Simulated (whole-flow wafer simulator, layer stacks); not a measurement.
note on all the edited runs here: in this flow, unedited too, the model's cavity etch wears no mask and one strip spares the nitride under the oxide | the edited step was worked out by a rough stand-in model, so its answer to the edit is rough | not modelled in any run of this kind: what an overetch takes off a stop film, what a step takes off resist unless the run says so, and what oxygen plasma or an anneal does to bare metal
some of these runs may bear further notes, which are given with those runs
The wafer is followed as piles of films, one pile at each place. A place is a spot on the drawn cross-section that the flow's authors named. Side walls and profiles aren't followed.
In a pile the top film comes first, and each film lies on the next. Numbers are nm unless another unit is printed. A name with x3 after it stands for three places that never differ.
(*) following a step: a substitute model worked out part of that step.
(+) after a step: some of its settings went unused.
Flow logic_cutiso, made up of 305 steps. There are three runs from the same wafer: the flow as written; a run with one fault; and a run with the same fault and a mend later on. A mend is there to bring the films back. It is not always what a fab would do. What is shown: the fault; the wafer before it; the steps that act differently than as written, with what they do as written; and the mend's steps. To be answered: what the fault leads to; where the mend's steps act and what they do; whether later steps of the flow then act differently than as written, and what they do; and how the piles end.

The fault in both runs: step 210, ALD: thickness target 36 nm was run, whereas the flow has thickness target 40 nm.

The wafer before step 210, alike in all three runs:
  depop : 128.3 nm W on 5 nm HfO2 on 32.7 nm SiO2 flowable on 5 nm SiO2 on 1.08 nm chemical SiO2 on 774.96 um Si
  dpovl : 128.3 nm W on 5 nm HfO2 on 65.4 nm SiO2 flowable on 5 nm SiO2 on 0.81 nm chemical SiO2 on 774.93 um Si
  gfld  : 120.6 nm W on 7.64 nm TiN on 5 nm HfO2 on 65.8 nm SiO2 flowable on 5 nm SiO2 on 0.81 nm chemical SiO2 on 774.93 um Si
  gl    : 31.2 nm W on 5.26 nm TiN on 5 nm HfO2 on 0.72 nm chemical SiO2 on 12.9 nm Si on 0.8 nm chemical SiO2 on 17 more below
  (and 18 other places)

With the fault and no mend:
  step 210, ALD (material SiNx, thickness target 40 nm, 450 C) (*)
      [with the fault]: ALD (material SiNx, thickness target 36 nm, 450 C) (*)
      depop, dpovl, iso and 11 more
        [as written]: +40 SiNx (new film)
        [with the fault]: +36 SiNx (new film)
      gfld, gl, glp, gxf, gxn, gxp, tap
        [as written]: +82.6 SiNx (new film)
        [with the fault]: +78.6 SiNx (new film)
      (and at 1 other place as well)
  Steps later in the flow that act otherwise than as written (9 more steps, not shown, differ only slightly: by at most 2% or 0.5 nm, whichever is larger):
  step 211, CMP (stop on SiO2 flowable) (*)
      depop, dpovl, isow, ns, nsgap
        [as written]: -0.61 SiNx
        [with the fault]: nothing
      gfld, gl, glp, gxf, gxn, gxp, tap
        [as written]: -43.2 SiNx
        [with the fault]: -39.1 SiNx
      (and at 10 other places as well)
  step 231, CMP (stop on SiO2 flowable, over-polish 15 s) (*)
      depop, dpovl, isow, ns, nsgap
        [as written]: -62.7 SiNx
        [with the fault]: -59.2 SiNx
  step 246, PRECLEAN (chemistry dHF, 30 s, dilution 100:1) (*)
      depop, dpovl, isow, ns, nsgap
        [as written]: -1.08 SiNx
        [with the fault]: -0.52 SiNx
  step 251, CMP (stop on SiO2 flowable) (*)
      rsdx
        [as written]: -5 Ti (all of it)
        [with the fault]: -4.23 Ti
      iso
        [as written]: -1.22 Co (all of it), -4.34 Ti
        [with the fault]: -1.33 Co (all of it), -3.83 Ti
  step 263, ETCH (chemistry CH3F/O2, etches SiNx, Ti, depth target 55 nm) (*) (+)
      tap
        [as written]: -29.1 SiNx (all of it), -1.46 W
        [with the fault]: -29.8 SiNx (all of it), -1.49 W
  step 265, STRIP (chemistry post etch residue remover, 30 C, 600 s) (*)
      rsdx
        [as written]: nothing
        [with the fault]: -0.77 Ti (all of it)
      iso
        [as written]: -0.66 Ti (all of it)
        [with the fault]: -1.17 Ti (all of it)
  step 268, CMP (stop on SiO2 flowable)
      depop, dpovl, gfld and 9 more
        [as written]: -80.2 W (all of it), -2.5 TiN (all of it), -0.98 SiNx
        [with the fault]: -80.2 W (all of it), -2.5 TiN (all of it), -1.55 SiNx
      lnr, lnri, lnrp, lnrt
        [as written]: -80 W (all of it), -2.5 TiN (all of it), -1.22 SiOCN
        [with the fault]: -80 W (all of it), -2.5 TiN (all of it), -1.79 SiOCN
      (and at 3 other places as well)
  At the end the piles are close to the flow's at the places that both follow, differing by at most 2% or 0.5 nm, whichever is larger.

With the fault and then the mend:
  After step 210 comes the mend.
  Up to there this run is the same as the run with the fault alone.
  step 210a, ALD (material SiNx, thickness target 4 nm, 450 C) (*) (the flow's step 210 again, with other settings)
      depop, dpovl, gfld and 19 more
        +4 SiNx
  Every later step of the flow that is run acts as written, at every place that is followed, to within 2% or 0.5 nm, whichever is larger.
  By the end, the piles equal the flow's at every place that both follow.
